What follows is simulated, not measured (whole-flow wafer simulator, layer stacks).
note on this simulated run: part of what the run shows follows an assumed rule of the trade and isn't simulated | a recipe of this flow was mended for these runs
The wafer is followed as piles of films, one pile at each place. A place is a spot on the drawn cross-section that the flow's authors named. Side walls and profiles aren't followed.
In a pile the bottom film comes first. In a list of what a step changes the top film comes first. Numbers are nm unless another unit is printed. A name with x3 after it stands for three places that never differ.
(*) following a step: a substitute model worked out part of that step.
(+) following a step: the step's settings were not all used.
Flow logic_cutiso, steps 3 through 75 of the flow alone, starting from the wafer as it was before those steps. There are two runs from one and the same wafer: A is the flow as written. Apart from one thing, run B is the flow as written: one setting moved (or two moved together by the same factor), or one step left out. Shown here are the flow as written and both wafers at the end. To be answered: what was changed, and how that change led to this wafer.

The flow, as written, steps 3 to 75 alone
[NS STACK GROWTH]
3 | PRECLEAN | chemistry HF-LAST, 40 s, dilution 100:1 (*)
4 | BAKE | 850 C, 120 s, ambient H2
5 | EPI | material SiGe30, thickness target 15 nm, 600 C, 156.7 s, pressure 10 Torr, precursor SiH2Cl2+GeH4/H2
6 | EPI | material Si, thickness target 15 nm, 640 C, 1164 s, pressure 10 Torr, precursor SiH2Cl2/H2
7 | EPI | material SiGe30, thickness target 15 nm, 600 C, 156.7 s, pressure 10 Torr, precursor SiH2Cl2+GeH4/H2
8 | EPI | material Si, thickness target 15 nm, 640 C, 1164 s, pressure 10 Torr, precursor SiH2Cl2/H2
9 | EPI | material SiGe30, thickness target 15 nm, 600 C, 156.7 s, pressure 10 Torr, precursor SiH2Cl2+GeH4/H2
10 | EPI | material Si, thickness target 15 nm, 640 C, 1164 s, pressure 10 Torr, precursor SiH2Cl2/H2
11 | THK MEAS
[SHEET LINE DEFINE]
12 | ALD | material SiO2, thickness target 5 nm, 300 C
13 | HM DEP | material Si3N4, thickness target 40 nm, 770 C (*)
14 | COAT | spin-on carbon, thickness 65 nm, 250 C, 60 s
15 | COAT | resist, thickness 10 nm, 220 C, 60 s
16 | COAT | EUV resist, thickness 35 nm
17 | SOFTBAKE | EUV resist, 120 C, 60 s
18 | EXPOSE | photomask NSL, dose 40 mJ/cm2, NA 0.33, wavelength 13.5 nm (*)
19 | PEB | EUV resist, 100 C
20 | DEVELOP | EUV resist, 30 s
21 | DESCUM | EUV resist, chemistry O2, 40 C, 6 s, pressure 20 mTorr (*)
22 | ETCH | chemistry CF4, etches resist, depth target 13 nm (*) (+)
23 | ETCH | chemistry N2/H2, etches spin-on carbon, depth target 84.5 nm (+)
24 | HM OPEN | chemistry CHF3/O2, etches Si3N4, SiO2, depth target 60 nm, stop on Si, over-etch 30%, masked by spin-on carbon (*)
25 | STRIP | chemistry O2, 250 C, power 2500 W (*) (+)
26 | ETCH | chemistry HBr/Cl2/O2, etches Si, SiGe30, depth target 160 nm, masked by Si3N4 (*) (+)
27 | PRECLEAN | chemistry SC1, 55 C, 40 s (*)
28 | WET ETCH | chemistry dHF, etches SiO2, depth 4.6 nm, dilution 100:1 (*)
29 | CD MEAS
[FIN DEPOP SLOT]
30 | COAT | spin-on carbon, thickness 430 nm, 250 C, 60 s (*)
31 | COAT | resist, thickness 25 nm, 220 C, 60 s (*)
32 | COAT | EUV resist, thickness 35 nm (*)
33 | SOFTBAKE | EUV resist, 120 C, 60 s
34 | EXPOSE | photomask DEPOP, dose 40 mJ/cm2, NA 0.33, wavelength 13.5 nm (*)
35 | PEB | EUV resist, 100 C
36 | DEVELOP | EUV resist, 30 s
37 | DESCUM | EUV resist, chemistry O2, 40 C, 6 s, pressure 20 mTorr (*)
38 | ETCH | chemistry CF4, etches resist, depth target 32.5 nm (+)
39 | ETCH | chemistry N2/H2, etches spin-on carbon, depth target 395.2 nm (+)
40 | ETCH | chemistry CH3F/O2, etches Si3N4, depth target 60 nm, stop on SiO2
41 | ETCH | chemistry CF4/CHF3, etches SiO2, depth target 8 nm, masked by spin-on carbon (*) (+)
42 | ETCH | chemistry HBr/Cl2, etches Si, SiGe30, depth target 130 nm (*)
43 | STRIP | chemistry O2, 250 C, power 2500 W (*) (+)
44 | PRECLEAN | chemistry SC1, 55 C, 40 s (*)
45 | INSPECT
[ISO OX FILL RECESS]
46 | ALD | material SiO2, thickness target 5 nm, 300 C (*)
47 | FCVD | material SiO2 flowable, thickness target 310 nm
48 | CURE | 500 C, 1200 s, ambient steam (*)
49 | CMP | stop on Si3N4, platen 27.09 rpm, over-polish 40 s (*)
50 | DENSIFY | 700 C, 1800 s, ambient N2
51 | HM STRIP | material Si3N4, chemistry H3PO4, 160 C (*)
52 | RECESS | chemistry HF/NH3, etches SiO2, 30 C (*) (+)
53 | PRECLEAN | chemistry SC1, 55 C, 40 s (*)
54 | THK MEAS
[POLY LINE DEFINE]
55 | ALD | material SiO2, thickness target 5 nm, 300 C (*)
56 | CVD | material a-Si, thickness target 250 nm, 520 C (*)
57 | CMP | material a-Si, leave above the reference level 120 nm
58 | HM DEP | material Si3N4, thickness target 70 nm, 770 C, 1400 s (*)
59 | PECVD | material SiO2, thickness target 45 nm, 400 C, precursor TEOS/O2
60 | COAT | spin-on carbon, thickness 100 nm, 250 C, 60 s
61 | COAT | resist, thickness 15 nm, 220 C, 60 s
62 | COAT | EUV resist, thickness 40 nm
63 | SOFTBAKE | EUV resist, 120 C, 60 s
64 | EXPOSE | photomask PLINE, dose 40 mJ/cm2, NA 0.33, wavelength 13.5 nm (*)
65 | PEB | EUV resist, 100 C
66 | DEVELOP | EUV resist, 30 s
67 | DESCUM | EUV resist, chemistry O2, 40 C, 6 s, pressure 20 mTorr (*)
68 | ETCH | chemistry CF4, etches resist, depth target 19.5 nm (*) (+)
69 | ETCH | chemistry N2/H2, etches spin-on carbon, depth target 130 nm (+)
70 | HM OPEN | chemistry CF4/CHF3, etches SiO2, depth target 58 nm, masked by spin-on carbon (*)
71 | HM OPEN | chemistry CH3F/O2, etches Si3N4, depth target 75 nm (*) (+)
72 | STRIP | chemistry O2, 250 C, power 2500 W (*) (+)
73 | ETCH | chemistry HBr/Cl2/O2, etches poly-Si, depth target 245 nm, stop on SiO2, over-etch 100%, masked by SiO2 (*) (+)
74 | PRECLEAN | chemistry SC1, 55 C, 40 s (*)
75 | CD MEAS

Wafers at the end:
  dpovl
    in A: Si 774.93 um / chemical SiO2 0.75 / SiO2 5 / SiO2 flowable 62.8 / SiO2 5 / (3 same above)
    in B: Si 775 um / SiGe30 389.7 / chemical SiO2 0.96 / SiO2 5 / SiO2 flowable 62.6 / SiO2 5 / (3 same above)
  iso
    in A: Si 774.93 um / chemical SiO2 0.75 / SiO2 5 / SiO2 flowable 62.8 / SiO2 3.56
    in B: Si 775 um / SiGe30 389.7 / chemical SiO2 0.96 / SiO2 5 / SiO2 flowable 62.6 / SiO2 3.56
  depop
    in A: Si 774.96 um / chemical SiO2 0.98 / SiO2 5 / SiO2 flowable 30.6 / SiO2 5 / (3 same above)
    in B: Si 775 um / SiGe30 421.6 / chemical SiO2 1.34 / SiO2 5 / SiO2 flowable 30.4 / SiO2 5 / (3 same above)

What caused this: step 5, EPI: 870 C was run, whereas the flow has 600 C.

The path from the change to this, step by step:
  5 | EPI | material SiGe30, thickness target 15 nm, 600 C, 156.7 s, pressure 10 Torr, precursor SiH2Cl2+GeH4/H2
      depop, dpovl, gfld and 19 more: A SiGe30 gains 15 (new film) | B SiGe30 gains 478.4 (new film)
  26 | ETCH | chemistry HBr/Cl2/O2, etches Si, SiGe30, depth target 160 nm, masked by Si3N4 (*) (+)
      dpovl, gfld, gxf, iso, isow, lnri, nsgap: A chemical SiO2 loses 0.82 (all of it), Si loses 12 (all of it), SiGe30 loses 15 (all of it), Si loses 15 (all of it), SiGe30 loses 15 (all of it), Si loses 15 (all of it), SiGe30 loses 15 (all of it), Si loses 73 | B chemical SiO2 loses 0.82 (all of it), Si loses 12 (all of it), SiGe30 loses 15 (all of it), Si loses 15 (all of it), SiGe30 loses 15 (all of it), Si loses 15 (all of it), SiGe30 loses 88
  42 | ETCH | chemistry HBr/Cl2, etches Si, SiGe30, depth target 130 nm (*)
      depop: A Si loses 13.8 (all of it), SiGe30 loses 15 (all of it), Si loses 15 (all of it), SiGe30 loses 15 (all of it), Si loses 15 (all of it), SiGe30 loses 15 (all of it), Si loses 41.2 | B Si loses 13.8 (all of it), SiGe30 loses 15 (all of it), Si loses 15 (all of it), SiGe30 loses 15 (all of it), Si loses 15 (all of it), SiGe30 loses 56.2
  43 | STRIP | chemistry O2, 250 C, power 2500 W (*) (+)
      depop: A chemical SiO2 gains 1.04 (new film), Si loses 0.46 | B chemical SiO2 gains 1.41 (new film), SiGe30 loses 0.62
